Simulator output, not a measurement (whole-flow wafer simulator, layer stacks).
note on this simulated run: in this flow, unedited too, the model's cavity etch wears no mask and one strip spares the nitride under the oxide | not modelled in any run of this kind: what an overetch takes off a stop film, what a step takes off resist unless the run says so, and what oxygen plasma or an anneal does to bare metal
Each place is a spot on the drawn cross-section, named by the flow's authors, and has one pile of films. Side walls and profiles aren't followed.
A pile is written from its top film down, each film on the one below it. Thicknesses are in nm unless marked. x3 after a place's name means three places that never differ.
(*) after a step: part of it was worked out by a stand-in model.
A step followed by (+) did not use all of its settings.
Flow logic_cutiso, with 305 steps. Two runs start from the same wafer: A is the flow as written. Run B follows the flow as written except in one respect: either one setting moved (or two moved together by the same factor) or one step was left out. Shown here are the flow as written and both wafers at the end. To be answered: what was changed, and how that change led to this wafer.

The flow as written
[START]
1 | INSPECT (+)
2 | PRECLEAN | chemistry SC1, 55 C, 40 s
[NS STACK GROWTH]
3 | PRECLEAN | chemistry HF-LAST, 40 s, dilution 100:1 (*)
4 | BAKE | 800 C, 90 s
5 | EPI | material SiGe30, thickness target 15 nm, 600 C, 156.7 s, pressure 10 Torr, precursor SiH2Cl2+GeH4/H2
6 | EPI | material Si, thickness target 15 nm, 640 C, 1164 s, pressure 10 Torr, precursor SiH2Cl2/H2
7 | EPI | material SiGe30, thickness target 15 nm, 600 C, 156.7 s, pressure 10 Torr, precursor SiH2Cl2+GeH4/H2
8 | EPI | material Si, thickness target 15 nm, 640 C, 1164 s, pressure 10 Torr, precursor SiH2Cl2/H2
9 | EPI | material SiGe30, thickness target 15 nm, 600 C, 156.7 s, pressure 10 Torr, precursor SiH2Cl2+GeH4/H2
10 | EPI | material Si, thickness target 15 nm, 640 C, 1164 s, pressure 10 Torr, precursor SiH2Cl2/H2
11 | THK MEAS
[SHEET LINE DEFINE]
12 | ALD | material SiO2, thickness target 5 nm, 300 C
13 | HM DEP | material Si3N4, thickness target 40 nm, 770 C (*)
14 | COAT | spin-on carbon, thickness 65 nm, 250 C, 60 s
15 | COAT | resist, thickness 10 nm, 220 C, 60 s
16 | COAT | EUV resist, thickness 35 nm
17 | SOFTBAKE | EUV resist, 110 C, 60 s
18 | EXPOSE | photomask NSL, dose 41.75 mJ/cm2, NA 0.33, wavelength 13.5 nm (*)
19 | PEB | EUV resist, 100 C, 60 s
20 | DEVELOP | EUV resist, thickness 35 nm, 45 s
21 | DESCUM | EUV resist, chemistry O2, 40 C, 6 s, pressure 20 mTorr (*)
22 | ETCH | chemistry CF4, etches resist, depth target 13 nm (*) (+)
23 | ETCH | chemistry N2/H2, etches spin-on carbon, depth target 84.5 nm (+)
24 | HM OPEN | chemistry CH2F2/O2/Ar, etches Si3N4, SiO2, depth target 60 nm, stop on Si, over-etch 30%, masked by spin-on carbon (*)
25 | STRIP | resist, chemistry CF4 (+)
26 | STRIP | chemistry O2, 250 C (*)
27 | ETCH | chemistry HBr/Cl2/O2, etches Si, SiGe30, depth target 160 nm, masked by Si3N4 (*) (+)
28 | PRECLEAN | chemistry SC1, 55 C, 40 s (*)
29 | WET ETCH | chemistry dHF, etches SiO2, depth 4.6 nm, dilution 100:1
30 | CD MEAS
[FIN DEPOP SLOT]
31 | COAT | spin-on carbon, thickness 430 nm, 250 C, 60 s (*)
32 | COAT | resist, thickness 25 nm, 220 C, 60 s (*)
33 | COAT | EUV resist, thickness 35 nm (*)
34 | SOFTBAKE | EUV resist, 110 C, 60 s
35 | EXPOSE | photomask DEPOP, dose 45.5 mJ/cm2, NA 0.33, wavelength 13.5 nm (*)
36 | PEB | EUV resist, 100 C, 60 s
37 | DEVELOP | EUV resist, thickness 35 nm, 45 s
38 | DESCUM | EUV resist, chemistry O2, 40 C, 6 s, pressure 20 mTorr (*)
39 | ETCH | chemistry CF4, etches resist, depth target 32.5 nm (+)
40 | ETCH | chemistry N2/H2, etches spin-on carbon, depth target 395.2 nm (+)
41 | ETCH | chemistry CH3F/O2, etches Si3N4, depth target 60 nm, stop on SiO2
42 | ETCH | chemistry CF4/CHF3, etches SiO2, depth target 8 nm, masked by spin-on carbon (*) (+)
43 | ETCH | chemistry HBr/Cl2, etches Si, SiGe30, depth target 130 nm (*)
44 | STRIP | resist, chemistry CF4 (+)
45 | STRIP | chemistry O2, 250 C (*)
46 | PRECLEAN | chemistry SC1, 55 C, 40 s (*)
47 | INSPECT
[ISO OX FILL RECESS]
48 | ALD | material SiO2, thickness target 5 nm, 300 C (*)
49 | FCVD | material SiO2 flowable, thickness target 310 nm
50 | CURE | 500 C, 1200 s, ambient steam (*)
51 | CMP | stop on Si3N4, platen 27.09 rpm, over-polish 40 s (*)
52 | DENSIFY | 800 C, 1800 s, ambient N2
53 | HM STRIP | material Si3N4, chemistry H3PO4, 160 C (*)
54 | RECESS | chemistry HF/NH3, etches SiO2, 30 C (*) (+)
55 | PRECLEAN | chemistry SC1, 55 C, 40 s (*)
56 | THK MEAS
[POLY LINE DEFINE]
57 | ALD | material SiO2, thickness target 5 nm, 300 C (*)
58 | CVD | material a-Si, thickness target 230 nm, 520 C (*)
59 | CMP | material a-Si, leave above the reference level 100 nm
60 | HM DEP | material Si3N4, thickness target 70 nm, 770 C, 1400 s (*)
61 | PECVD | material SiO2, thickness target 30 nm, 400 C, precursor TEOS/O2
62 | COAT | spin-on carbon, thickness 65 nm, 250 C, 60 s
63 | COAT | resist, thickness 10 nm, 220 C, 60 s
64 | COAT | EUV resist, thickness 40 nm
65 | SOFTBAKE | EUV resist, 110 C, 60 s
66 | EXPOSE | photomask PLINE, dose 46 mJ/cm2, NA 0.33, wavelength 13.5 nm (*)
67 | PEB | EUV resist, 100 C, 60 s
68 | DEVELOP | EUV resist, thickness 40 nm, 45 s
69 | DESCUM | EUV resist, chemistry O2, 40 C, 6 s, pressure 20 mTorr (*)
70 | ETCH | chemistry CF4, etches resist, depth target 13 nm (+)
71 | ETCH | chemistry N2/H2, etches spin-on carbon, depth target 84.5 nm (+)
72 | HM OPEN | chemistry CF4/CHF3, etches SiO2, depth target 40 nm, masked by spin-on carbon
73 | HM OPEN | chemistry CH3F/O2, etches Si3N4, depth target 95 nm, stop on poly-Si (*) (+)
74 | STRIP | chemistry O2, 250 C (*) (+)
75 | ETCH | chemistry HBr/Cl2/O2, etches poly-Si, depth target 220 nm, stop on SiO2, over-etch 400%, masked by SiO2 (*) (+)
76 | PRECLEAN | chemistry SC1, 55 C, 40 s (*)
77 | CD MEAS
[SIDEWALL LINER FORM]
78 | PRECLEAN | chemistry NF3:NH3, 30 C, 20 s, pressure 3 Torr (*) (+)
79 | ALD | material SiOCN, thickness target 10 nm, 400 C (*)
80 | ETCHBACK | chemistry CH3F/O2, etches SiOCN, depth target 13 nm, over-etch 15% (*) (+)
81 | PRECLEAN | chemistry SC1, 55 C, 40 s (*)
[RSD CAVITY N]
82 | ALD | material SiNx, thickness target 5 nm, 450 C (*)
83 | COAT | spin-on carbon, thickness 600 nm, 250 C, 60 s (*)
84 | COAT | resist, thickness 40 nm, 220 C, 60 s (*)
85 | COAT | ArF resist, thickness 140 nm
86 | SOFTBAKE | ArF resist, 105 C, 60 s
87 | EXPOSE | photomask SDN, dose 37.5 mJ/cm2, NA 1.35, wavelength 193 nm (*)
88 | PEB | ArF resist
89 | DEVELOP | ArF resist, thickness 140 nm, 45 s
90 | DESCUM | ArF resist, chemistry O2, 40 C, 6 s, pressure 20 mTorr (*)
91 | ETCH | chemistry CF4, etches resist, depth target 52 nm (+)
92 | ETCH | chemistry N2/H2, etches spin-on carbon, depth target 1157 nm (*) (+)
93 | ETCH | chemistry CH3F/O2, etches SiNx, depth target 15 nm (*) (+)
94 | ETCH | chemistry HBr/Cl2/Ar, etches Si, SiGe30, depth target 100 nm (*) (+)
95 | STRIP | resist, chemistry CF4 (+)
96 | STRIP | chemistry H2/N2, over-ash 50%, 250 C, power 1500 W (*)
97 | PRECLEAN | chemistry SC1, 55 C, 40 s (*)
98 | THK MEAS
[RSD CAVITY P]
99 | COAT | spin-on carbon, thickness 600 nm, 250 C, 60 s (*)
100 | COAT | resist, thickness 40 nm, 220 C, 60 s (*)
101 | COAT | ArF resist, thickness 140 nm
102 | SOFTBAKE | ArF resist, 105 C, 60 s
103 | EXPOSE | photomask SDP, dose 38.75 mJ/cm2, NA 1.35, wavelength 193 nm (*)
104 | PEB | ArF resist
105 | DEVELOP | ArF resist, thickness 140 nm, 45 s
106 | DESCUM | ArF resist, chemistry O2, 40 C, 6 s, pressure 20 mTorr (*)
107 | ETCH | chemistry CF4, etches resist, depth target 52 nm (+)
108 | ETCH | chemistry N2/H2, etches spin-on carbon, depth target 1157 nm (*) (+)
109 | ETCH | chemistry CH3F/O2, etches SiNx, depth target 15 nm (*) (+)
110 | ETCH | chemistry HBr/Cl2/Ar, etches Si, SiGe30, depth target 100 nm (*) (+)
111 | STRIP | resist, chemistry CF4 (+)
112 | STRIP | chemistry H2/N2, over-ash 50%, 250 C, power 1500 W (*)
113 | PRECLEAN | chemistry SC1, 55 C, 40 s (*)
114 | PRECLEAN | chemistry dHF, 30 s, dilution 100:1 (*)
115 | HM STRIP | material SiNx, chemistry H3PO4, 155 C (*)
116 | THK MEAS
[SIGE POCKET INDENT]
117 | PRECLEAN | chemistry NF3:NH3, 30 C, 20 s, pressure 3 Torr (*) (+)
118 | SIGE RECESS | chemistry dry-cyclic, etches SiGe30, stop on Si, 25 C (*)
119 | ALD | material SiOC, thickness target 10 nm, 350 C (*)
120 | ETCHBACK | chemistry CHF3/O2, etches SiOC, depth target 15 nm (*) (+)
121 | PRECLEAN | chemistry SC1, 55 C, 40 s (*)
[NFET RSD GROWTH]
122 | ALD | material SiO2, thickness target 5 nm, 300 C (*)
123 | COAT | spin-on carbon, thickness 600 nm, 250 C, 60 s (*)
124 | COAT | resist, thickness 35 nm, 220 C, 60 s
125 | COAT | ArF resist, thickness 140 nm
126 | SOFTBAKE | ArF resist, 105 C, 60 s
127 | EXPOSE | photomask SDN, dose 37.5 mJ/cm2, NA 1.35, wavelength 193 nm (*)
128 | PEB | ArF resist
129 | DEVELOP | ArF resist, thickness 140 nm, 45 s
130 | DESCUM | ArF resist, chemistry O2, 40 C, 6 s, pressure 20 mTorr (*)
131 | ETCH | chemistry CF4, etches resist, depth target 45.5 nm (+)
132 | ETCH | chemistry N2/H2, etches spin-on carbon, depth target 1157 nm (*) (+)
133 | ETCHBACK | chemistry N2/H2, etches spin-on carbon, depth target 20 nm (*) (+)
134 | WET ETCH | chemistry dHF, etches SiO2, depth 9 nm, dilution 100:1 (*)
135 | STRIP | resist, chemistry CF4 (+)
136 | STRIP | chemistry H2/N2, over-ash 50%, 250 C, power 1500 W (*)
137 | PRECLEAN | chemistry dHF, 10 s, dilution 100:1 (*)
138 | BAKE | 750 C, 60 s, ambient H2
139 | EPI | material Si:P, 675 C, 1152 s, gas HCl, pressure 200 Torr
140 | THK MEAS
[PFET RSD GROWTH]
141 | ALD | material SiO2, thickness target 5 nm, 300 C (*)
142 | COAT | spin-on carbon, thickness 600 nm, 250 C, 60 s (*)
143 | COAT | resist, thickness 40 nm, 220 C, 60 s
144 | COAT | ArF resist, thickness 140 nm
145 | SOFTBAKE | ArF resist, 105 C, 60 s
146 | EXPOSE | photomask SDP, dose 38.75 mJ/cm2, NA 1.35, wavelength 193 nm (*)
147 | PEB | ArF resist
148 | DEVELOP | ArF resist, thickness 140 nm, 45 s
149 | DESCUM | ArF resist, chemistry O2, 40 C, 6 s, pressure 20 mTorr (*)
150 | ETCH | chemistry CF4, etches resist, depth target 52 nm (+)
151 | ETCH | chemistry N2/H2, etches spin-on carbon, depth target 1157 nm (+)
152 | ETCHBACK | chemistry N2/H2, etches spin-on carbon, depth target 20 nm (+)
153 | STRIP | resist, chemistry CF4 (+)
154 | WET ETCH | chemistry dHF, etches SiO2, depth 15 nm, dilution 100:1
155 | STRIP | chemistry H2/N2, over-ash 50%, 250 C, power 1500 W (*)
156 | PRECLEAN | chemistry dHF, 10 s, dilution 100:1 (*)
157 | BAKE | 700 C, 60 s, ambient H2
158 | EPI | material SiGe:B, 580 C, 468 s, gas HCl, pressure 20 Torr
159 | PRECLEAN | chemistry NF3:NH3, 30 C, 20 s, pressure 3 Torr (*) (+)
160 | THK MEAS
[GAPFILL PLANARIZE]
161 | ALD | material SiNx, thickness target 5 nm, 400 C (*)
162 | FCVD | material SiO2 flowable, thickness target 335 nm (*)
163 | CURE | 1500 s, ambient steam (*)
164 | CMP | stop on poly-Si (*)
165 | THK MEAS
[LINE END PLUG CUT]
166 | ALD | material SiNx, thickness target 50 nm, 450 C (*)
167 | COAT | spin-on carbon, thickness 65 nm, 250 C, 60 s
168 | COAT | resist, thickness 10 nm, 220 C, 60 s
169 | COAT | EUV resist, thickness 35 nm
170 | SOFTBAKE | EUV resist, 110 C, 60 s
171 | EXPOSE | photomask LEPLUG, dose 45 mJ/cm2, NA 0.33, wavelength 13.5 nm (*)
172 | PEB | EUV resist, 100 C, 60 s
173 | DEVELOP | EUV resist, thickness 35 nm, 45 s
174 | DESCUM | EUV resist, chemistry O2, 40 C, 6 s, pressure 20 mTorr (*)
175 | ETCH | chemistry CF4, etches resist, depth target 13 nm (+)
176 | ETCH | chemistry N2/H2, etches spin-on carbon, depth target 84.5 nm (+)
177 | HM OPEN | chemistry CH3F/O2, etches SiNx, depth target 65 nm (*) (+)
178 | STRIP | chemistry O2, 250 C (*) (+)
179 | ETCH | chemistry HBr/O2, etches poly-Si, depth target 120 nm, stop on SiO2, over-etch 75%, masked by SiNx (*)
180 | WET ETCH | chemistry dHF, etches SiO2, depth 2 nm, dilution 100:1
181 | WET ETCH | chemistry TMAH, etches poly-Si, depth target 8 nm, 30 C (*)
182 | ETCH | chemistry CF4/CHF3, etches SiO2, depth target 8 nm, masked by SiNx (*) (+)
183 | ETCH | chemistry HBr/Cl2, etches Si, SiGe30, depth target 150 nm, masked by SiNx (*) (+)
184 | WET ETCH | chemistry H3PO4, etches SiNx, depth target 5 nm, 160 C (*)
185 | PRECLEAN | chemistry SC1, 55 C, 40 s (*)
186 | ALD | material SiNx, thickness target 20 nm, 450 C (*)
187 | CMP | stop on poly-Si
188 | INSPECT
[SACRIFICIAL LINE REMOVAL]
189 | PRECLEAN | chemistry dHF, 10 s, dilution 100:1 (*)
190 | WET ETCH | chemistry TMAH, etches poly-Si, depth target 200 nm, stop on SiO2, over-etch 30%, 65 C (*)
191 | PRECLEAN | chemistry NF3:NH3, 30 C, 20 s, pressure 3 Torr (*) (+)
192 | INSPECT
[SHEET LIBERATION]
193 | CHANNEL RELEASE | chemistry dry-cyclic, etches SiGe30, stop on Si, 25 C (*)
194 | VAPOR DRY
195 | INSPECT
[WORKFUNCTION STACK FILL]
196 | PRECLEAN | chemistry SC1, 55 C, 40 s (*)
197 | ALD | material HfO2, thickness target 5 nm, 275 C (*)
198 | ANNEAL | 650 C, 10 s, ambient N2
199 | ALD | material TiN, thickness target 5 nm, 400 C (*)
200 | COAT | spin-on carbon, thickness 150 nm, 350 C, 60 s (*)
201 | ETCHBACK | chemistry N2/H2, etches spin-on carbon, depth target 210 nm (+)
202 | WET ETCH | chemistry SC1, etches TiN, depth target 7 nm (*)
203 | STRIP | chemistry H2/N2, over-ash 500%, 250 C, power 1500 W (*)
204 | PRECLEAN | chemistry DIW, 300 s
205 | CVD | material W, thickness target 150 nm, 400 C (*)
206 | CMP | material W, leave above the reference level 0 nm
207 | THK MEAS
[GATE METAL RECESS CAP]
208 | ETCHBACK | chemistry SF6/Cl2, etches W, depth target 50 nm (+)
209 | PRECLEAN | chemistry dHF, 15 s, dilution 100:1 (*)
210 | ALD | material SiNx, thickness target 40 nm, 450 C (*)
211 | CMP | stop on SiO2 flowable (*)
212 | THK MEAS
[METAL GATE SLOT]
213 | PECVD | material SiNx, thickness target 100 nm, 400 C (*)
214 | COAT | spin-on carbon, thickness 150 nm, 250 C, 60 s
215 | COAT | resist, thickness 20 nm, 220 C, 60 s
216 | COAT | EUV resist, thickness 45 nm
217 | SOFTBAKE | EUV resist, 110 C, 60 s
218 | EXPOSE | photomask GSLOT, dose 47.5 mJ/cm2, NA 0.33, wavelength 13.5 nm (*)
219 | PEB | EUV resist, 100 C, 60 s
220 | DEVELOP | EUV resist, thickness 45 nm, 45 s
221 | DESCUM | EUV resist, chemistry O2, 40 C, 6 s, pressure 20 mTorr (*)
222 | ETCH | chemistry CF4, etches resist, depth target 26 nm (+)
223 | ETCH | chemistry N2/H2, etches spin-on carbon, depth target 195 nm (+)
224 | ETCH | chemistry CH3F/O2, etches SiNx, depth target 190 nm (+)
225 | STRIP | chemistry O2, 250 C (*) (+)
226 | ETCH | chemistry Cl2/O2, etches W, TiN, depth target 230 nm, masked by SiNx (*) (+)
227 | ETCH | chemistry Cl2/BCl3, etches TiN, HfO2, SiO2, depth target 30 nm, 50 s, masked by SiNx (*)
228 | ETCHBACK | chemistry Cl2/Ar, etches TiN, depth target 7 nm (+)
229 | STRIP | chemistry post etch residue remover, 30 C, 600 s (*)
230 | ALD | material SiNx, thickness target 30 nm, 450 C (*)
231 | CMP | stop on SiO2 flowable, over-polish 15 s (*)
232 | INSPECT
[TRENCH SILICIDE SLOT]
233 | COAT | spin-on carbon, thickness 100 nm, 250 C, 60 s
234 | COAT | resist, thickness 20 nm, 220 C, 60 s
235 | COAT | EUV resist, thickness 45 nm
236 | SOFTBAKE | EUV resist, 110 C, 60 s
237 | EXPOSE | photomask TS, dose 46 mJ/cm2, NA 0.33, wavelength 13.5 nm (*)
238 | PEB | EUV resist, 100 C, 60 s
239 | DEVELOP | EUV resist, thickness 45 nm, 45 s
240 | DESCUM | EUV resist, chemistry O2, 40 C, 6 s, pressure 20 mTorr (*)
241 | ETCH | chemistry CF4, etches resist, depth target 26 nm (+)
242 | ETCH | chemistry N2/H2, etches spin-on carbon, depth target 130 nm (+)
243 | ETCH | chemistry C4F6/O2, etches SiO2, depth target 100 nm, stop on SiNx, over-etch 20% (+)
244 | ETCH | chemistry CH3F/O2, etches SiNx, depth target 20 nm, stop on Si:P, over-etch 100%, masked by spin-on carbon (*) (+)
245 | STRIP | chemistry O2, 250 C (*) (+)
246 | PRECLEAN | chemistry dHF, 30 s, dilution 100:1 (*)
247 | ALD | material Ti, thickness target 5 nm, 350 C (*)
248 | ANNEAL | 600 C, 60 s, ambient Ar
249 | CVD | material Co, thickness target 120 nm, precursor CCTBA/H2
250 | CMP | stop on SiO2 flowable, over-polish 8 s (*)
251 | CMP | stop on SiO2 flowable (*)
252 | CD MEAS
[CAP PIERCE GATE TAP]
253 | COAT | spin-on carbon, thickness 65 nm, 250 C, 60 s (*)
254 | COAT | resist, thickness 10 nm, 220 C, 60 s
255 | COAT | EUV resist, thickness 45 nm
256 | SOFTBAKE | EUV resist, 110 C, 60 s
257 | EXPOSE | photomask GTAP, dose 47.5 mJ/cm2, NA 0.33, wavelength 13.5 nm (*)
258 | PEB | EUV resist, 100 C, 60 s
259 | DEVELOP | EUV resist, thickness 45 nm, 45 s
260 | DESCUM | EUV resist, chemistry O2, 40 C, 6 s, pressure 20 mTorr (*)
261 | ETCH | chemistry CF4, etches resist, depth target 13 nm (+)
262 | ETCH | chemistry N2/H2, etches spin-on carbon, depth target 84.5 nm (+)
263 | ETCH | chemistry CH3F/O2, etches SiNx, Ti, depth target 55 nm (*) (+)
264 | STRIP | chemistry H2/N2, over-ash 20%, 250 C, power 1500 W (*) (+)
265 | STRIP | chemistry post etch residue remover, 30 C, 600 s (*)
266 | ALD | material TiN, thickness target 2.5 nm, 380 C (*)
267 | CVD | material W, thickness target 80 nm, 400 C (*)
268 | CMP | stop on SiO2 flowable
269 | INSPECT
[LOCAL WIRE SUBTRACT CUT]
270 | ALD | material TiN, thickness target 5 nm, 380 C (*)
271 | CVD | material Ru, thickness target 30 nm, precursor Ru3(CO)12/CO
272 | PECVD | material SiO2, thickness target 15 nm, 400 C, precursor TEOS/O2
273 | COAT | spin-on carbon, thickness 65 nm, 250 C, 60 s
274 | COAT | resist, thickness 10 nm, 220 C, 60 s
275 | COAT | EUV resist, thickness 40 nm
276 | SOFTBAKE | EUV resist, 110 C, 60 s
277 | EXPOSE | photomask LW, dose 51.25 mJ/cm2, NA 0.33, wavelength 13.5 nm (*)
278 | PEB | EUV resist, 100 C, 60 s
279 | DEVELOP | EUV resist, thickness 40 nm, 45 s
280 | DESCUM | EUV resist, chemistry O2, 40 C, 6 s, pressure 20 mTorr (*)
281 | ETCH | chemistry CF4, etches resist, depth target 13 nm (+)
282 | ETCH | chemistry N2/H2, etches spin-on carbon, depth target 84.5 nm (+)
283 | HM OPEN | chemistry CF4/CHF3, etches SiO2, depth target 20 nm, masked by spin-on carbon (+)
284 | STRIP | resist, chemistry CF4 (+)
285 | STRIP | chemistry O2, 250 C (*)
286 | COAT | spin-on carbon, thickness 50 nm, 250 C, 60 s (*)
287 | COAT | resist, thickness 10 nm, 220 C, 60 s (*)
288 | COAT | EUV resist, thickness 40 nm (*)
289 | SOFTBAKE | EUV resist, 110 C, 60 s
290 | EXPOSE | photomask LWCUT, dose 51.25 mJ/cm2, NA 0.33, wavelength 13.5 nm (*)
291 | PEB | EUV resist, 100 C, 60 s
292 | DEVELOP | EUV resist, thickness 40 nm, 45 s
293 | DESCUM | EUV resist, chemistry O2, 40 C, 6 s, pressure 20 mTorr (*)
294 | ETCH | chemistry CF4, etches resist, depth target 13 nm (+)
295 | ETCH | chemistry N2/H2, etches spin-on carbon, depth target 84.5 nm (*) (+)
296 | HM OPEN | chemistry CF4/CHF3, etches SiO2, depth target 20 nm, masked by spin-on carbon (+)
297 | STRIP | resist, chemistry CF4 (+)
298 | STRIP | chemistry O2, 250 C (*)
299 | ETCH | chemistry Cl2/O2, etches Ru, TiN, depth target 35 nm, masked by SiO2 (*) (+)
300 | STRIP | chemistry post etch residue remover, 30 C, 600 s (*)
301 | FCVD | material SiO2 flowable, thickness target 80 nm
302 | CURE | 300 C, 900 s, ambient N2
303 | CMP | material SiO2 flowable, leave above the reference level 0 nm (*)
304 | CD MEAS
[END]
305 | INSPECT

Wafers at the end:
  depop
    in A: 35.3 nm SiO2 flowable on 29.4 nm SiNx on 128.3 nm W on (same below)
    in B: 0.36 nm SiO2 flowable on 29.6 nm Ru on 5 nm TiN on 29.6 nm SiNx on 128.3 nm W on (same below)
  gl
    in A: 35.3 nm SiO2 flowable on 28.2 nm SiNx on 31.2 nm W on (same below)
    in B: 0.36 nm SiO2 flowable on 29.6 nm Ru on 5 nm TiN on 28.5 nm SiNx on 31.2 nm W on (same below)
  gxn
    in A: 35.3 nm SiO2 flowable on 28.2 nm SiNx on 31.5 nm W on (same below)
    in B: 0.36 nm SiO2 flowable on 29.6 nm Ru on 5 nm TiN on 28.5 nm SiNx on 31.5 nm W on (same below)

What caused this: step 299, ETCH: chemistry Cl2/O2, etches Ru, TiN, depth target 35 nm, masked by SiO2 (*) (+), was skipped.

How this came from the change, step by step:
  301 | FCVD | material SiO2 flowable, thickness target 80 nm
      iso, rsdx: A SiO2 flowable gains 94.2 | B SiO2 flowable gains 84.5 (new film)
      gfld, gl, glp, gxf, gxn, gxp, plug: A SiO2 flowable gains 94.4 (new film) | B SiO2 flowable gains 84.5 (new film)
      (and at 8 other places as well)
  303 | CMP | material SiO2 flowable, leave above the reference level 0 nm (*)
      gfld, gl, glp and 10 more: A SiO2 flowable loses 59.2 | B SiO2 flowable loses 84.1
      depop, dpovl, isow, ns, nsgap: A SiO2 flowable loses 44.7 | B SiO2 flowable loses 79.6
      (and at 4 other places as well)
With metal films that touch counted as one body, depop has 2 bodies (between them, from the top down: SiNx 29.6); the flow as written gives 1 body.
With metal films that touch counted as one body, gl has 5 bodies (between them, from the top down: SiNx 28.5; HfO2 5 / chemical SiO2 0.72 / Si 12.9 / chemical SiO2 0.8 / HfO2 5; HfO2 5 / chemical SiO2 0.8 / Si 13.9 / chemical SiO2 0.8 / HfO2 5; HfO2 5 / chemical SiO2 0.8 / Si 13.9 / chemical SiO2 0.8 / HfO2 5); the flow as written gives 4 bodies (between them, from the top down: HfO2 5 / chemical SiO2 0.72 / Si 12.9 / chemical SiO2 0.8 / HfO2 5; HfO2 5 / chemical SiO2 0.8 / Si 13.9 / chemical SiO2 0.8 / HfO2 5; HfO2 5 / chemical SiO2 0.8 / Si 13.9 / chemical SiO2 0.8 / HfO2 5).
With metal films that touch counted as one body, gxn has 5 bodies (between them, from the top down: SiNx 28.5; HfO2 5 / chemical SiO2 0.72 / Si 12.9 / chemical SiO2 0.8 / HfO2 5; HfO2 5 / chemical SiO2 0.8 / Si 13.9 / chemical SiO2 0.8 / HfO2 5; HfO2 5 / chemical SiO2 0.8 / Si 13.9 / chemical SiO2 0.8 / HfO2 5); the flow as written gives 4 bodies (between them, from the top down: HfO2 5 / chemical SiO2 0.72 / Si 12.9 / chemical SiO2 0.8 / HfO2 5; HfO2 5 / chemical SiO2 0.8 / Si 13.9 / chemical SiO2 0.8 / HfO2 5; HfO2 5 / chemical SiO2 0.8 / Si 13.9 / chemical SiO2 0.8 / HfO2 5).
